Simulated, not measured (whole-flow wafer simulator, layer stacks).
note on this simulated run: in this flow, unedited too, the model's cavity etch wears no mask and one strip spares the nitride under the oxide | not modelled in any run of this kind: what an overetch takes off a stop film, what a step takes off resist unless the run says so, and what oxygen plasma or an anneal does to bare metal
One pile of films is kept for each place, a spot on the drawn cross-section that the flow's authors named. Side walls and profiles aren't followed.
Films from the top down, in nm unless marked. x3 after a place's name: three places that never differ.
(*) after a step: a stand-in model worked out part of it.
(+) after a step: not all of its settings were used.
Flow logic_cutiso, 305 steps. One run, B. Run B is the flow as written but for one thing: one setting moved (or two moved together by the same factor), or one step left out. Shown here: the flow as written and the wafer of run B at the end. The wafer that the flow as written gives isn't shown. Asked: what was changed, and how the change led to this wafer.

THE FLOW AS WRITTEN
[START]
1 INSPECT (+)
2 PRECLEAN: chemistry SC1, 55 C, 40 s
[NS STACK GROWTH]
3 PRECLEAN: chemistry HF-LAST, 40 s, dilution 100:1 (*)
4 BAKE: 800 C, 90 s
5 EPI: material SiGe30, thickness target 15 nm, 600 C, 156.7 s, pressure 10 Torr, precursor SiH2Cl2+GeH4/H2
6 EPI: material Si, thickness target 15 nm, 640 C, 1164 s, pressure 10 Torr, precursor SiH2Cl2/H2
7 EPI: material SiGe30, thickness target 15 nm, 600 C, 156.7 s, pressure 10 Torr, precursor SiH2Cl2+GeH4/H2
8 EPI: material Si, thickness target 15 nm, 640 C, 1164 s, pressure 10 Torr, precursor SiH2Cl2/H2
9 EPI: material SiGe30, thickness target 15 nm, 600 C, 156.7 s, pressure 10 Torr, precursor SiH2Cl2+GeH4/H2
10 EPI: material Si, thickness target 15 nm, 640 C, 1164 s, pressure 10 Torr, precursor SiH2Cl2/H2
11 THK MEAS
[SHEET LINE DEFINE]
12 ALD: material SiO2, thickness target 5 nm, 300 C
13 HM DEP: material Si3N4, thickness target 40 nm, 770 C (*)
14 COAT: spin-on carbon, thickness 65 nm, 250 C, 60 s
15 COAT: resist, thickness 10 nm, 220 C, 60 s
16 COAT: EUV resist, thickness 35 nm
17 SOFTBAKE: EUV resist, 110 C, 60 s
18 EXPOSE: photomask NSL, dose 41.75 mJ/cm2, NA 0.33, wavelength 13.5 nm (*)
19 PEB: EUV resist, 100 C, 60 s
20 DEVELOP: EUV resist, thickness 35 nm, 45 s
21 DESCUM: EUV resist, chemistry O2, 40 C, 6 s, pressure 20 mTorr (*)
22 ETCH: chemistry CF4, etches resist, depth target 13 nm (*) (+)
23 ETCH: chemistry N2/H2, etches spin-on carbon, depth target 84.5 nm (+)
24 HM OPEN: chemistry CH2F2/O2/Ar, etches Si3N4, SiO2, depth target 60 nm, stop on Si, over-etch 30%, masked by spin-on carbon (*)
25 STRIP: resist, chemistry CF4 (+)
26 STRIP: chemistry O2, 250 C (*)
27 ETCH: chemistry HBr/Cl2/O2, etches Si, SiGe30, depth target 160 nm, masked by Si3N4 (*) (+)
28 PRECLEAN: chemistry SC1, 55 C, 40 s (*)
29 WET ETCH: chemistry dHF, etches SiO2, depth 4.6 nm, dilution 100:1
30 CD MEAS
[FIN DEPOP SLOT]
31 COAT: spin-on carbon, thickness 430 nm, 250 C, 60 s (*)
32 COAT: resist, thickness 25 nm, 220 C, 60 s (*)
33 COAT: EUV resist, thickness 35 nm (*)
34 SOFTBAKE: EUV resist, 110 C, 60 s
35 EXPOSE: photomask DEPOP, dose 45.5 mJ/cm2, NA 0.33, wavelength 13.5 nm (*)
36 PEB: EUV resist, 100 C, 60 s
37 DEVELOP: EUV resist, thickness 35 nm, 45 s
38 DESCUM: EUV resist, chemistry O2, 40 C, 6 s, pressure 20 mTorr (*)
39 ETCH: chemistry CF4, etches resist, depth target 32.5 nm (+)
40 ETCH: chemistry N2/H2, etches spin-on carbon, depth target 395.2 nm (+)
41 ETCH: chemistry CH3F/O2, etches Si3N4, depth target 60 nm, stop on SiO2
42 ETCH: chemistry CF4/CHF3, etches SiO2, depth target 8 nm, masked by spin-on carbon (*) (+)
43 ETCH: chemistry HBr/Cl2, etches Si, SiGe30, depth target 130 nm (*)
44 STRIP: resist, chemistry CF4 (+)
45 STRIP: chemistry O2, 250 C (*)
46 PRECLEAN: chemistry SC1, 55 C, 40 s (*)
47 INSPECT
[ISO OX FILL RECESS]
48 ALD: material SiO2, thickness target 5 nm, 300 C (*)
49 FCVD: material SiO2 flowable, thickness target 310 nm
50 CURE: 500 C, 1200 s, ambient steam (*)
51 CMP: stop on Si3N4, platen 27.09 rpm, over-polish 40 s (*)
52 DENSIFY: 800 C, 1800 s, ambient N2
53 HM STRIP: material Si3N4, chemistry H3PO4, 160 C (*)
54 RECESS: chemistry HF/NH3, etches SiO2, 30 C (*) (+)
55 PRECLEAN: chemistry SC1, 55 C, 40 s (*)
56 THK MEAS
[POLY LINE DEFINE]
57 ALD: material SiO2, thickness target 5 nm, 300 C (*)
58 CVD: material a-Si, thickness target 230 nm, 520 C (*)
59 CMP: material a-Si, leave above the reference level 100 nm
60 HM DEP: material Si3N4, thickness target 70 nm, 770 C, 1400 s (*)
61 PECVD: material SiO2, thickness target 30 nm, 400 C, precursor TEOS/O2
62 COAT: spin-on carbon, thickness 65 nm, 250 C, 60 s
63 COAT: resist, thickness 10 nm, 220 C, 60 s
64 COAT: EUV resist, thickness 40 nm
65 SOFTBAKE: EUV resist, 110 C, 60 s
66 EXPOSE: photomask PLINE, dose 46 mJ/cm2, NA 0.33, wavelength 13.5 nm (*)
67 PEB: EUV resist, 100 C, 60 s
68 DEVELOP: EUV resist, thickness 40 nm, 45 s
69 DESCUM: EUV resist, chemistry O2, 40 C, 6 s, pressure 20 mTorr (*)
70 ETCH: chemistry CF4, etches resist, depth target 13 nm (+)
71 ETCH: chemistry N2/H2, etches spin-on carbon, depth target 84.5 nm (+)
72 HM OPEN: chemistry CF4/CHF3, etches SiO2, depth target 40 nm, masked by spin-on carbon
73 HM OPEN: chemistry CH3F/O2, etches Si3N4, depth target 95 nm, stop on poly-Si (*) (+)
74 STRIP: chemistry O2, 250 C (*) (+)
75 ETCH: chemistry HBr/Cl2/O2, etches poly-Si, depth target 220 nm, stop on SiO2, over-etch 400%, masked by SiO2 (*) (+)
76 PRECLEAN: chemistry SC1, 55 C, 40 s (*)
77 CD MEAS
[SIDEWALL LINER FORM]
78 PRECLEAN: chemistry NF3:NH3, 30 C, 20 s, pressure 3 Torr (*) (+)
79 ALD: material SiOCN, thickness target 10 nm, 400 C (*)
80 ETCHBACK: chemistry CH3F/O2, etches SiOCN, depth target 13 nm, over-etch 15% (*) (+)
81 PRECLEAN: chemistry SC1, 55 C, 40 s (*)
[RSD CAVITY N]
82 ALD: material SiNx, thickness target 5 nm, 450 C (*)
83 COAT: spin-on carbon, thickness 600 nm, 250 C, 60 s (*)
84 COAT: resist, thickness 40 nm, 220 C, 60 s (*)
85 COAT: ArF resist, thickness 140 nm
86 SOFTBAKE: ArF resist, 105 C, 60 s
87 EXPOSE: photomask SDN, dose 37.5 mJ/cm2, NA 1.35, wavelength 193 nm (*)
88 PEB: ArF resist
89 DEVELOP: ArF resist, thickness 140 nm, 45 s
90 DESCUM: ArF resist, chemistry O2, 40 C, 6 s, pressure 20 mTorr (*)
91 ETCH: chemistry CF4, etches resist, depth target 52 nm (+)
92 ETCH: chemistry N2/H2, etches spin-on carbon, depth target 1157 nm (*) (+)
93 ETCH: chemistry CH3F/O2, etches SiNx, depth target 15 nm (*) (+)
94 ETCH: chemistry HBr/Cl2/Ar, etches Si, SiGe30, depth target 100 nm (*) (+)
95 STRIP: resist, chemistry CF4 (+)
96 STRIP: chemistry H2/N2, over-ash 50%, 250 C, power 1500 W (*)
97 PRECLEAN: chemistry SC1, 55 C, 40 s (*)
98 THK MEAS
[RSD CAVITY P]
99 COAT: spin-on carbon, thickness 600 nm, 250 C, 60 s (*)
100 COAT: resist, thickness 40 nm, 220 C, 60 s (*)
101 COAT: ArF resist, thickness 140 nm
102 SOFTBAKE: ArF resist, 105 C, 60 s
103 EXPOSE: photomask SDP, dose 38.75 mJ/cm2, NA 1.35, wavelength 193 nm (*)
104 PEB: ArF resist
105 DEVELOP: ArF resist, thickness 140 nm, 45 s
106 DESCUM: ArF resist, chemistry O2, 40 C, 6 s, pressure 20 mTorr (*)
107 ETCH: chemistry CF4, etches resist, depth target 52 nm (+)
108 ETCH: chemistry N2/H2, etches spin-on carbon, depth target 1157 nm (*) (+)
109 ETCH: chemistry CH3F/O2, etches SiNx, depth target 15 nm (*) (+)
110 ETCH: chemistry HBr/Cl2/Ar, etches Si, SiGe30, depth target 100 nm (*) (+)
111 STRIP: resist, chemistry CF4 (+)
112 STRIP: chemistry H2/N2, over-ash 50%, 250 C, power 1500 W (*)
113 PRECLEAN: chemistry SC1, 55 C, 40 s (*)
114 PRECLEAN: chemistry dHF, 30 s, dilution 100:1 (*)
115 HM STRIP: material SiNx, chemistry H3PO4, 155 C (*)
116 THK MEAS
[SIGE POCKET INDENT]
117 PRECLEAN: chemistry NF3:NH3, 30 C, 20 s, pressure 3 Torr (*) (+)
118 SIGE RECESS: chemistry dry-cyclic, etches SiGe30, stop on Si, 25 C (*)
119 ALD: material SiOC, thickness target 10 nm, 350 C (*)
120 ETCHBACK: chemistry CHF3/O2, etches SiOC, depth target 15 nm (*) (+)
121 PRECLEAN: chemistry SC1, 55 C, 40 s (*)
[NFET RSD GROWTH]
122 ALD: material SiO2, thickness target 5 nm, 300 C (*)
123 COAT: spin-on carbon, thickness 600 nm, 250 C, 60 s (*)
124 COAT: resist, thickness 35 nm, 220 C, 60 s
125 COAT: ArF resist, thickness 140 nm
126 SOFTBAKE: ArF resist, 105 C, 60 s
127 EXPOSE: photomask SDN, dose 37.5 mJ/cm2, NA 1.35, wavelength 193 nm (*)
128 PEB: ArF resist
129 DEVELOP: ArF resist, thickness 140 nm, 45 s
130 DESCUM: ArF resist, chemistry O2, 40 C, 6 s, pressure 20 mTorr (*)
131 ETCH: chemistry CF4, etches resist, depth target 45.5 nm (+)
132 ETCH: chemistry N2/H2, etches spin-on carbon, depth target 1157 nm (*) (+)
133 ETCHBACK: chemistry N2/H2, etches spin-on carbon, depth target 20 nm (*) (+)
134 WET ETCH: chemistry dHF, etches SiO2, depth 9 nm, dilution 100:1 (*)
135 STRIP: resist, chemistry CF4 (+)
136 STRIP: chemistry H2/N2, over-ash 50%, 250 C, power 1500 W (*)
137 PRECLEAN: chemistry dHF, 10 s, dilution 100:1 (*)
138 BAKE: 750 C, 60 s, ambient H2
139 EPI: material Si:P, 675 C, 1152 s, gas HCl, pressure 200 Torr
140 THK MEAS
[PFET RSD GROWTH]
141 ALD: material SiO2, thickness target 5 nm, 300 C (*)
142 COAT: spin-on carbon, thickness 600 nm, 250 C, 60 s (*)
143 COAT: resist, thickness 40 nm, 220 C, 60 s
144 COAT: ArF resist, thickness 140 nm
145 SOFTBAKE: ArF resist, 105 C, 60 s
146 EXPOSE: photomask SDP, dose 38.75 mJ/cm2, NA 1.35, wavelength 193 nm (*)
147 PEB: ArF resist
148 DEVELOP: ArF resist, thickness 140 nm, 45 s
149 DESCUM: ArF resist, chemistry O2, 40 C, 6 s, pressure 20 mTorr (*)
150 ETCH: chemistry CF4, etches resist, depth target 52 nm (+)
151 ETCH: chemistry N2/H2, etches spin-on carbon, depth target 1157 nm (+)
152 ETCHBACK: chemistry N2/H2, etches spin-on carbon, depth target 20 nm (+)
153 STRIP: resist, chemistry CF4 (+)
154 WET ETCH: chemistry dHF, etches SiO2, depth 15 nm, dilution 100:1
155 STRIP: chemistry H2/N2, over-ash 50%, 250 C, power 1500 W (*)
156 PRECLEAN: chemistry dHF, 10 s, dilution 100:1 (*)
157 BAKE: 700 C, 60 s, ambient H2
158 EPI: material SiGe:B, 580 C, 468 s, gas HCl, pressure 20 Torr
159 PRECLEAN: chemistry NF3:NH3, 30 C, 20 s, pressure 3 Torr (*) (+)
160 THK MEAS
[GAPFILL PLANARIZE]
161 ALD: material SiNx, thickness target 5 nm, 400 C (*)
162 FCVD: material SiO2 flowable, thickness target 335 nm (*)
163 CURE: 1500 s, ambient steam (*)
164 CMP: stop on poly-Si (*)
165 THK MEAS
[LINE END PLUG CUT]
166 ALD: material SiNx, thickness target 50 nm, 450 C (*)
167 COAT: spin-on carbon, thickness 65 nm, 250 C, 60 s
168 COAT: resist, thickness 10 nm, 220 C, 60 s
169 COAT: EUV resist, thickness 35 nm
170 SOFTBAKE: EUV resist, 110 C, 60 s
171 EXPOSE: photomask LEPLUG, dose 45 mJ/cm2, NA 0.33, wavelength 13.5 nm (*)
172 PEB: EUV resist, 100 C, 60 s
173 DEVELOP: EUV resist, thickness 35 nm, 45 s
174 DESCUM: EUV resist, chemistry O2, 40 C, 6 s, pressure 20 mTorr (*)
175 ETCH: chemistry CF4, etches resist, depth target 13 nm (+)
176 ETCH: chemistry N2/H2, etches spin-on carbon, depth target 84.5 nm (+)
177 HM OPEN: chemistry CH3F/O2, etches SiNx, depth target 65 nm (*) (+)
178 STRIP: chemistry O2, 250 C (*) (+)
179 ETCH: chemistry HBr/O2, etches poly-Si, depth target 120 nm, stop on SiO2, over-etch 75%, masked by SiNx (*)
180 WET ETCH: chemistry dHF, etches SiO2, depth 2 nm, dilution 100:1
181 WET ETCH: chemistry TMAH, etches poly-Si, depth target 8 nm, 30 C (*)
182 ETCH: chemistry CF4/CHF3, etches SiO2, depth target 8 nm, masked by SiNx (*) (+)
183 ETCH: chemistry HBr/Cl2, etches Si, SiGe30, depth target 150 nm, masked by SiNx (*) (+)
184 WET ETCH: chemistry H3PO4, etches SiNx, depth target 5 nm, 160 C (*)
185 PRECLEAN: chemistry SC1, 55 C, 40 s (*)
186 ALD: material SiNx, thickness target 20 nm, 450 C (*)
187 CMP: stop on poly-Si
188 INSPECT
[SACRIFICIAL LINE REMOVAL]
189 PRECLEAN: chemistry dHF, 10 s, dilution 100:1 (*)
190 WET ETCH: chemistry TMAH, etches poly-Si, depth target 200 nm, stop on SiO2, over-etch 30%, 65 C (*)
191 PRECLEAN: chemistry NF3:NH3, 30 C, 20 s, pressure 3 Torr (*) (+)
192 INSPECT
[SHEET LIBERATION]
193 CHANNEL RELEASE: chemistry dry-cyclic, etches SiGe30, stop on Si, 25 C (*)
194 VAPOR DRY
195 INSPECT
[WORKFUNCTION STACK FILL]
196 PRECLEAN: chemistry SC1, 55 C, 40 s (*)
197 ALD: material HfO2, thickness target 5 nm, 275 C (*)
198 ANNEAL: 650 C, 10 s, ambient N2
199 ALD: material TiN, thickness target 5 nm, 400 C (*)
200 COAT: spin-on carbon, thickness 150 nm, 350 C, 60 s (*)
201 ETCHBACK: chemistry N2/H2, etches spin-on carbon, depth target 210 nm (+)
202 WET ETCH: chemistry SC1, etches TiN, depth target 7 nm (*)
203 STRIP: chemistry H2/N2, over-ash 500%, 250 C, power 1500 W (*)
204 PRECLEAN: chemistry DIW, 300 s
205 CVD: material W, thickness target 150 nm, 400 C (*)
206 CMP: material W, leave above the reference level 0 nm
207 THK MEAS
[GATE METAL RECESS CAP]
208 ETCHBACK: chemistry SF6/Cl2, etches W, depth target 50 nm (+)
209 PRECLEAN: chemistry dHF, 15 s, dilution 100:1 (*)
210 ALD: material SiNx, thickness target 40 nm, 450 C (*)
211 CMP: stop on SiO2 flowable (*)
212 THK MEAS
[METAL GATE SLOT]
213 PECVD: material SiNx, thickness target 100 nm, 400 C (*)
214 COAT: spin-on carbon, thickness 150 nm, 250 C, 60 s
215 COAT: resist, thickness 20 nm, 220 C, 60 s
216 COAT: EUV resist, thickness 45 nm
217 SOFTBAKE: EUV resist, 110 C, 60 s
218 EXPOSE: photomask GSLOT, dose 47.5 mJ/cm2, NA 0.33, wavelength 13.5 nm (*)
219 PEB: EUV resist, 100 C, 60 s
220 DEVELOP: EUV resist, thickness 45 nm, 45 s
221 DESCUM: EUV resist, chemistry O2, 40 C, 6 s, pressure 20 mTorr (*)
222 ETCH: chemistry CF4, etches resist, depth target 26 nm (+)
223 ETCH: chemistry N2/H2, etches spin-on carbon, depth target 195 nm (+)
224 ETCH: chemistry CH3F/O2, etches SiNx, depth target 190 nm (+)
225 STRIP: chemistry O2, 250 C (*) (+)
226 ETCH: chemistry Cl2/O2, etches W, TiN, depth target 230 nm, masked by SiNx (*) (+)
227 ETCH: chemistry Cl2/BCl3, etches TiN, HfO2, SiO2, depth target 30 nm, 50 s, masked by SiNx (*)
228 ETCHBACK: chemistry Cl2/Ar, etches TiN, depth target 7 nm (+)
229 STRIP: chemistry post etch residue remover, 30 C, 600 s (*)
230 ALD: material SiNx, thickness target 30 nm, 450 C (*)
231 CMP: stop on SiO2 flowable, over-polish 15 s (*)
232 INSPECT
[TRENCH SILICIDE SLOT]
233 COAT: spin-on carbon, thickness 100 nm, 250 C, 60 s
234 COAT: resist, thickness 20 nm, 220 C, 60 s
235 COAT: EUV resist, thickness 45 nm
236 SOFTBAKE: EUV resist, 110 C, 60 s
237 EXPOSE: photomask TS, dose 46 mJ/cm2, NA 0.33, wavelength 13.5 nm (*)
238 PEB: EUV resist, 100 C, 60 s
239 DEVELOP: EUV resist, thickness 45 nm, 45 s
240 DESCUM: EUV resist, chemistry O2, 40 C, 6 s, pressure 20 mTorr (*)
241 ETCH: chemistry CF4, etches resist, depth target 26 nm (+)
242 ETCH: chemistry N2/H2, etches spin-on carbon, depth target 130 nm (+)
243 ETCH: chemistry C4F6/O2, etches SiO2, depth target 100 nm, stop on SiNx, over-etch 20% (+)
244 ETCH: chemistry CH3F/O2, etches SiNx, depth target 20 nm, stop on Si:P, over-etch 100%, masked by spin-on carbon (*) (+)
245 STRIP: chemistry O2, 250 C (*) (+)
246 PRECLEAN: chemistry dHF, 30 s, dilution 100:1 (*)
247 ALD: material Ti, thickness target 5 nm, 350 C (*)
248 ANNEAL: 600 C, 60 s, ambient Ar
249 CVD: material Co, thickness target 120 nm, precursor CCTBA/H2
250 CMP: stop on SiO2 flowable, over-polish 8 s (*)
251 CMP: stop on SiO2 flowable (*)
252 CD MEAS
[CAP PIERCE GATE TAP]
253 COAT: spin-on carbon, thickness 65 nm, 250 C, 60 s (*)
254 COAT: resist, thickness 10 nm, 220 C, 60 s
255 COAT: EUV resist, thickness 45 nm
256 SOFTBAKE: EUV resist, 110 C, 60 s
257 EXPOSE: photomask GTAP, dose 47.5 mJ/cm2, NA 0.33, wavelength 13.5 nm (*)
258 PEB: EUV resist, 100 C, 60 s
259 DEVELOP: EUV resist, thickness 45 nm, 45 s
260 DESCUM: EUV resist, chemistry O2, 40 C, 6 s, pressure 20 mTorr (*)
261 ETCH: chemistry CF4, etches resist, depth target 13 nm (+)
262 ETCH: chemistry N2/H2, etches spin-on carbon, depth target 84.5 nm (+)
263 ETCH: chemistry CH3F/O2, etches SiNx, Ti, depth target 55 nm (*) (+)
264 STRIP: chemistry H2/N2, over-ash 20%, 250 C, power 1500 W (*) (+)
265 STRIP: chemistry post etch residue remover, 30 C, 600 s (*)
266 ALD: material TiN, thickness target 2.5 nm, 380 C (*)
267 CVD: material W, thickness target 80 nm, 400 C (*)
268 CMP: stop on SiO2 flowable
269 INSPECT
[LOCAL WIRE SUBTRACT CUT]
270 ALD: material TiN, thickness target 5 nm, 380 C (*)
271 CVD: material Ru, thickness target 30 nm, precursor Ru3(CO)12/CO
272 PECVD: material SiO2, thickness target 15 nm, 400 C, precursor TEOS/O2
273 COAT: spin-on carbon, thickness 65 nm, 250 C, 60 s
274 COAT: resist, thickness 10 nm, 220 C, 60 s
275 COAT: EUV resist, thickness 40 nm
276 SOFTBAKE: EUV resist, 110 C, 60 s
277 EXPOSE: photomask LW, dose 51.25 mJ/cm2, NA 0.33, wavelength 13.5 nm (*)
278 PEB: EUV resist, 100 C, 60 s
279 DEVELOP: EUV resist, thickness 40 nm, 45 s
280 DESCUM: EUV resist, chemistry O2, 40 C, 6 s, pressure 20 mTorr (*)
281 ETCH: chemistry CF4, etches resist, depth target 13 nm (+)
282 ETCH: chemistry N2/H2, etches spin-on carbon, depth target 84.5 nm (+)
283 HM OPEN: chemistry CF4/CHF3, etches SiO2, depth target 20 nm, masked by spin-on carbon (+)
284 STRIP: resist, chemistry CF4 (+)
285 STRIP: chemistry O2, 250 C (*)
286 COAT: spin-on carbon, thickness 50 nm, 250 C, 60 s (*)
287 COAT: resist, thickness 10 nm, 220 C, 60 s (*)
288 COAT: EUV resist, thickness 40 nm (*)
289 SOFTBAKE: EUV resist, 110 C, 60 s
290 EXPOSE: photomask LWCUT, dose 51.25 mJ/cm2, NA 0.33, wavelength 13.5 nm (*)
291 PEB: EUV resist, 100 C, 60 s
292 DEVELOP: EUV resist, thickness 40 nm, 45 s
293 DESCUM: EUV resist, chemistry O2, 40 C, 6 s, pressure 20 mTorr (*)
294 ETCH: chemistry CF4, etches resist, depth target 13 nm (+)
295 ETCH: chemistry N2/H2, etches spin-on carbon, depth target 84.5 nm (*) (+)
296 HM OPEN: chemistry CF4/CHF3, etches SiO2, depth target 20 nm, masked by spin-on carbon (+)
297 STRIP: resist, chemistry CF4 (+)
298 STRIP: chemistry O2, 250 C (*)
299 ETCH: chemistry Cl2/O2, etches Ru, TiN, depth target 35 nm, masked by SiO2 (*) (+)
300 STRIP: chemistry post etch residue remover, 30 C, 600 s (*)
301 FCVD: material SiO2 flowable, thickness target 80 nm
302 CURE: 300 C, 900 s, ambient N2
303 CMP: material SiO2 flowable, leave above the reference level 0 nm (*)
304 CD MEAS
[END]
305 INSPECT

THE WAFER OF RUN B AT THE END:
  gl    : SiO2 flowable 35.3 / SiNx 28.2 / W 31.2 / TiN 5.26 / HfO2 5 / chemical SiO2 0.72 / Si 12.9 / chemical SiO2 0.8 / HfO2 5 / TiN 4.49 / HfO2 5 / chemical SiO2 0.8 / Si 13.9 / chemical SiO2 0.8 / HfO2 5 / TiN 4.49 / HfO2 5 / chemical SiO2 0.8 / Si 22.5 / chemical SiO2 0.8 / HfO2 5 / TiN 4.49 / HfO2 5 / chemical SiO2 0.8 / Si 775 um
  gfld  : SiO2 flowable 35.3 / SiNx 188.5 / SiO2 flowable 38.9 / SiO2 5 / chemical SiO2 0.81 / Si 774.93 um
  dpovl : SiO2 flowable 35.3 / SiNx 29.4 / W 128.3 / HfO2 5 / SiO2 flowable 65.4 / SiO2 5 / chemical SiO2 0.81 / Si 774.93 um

The cause: step 6, EPI: 1834 s was run, where the flow has 1164 s.

How the change led to this, step by step:
  6 EPI: material Si, thickness target 15 nm, 640 C, 1164 s, pressure 10 Torr, precursor SiH2Cl2/H2
      depop, dpovl, gfld and 19 more: Si +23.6 (new film) (as written it would be: Si +15 (new film))
  27 ETCH: chemistry HBr/Cl2/O2, etches Si, SiGe30, depth target 160 nm, masked by Si3N4 (*) (+)
      gfld, gxf, iso, lnri: chemical SiO2 -0.79 (all of it), Si -11.4 (all of it), SiGe30 -15 (all of it), Si -15 (all of it), SiGe30 -15 (all of it), Si -23.6 (all of it), SiGe30 -15 (all of it), Si -65 (as written it would be: chemical SiO2 -0.79 (all of it), Si -11.4 (all of it), SiGe30 -15 (all of it), Si -15 (all of it), SiGe30 -15 (all of it), Si -15 (all of it), SiGe30 -15 (all of it), Si -73.6)
      dpovl, nsgap: chemical SiO2 -0.79 (all of it), Si -11.8 (all of it), SiGe30 -15 (all of it), Si -15 (all of it), SiGe30 -15 (all of it), Si -23.6 (all of it), SiGe30 -15 (all of it), Si -64.6 (as written it would be: chemical SiO2 -0.79 (all of it), Si -11.8 (all of it), SiGe30 -15 (all of it), Si -15 (all of it), SiGe30 -15 (all of it), Si -15 (all of it), SiGe30 -15 (all of it), Si -73.2)
      (and at 1 more place)
  43 ETCH: chemistry HBr/Cl2, etches Si, SiGe30, depth target 130 nm (*)
      depop: Si -14 (all of it), SiGe30 -15 (all of it), Si -15 (all of it), SiGe30 -15 (all of it), Si -23.6 (all of it), SiGe30 -15 (all of it), Si -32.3 (as written it would be: Si -14 (all of it), SiGe30 -15 (all of it), Si -15 (all of it), SiGe30 -15 (all of it), Si -15 (all of it), SiGe30 -15 (all of it), Si -41)
  94 ETCH: chemistry HBr/Cl2/Ar, etches Si, SiGe30, depth target 100 nm (*) (+)
      rsdn, rsdx: chemical SiO2 -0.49 (all of it), Si -12.8 (all of it), SiGe30 -15 (all of it), Si -15 (all of it), SiGe30 -15 (all of it), Si -23.6 (all of it), SiGe30 -15 (all of it), Si -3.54 (as written it would be: chemical SiO2 -0.49 (all of it), Si -12.8 (all of it), SiGe30 -15 (all of it), Si -15 (all of it), SiGe30 -15 (all of it), Si -15 (all of it), SiGe30 -15 (all of it), Si -12.2)
  110 ETCH: chemistry HBr/Cl2/Ar, etches Si, SiGe30, depth target 100 nm (*) (+)
      rsdp, rsdw: chemical SiO2 -0.49 (all of it), Si -12.8 (all of it), SiGe30 -15 (all of it), Si -15 (all of it), SiGe30 -15 (all of it), Si -23.6 (all of it), SiGe30 -15 (all of it), Si -3.54 (as written it would be: chemical SiO2 -0.49 (all of it), Si -12.8 (all of it), SiGe30 -15 (all of it), Si -15 (all of it), SiGe30 -15 (all of it), Si -15 (all of it), SiGe30 -15 (all of it), Si -12.2)
  183 ETCH: chemistry HBr/Cl2, etches Si, SiGe30, depth target 150 nm, masked by SiNx (*) (+)
      plug: Si -13.6 (all of it), SiGe30 -15 (all of it), Si -15 (all of it), SiGe30 -15 (all of it), Si -23.6 (all of it), SiGe30 -15 (all of it), Si -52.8 (as written it would be: Si -13.6 (all of it), SiGe30 -15 (all of it), Si -15 (all of it), SiGe30 -15 (all of it), Si -15 (all of it), SiGe30 -15 (all of it), Si -61.4)
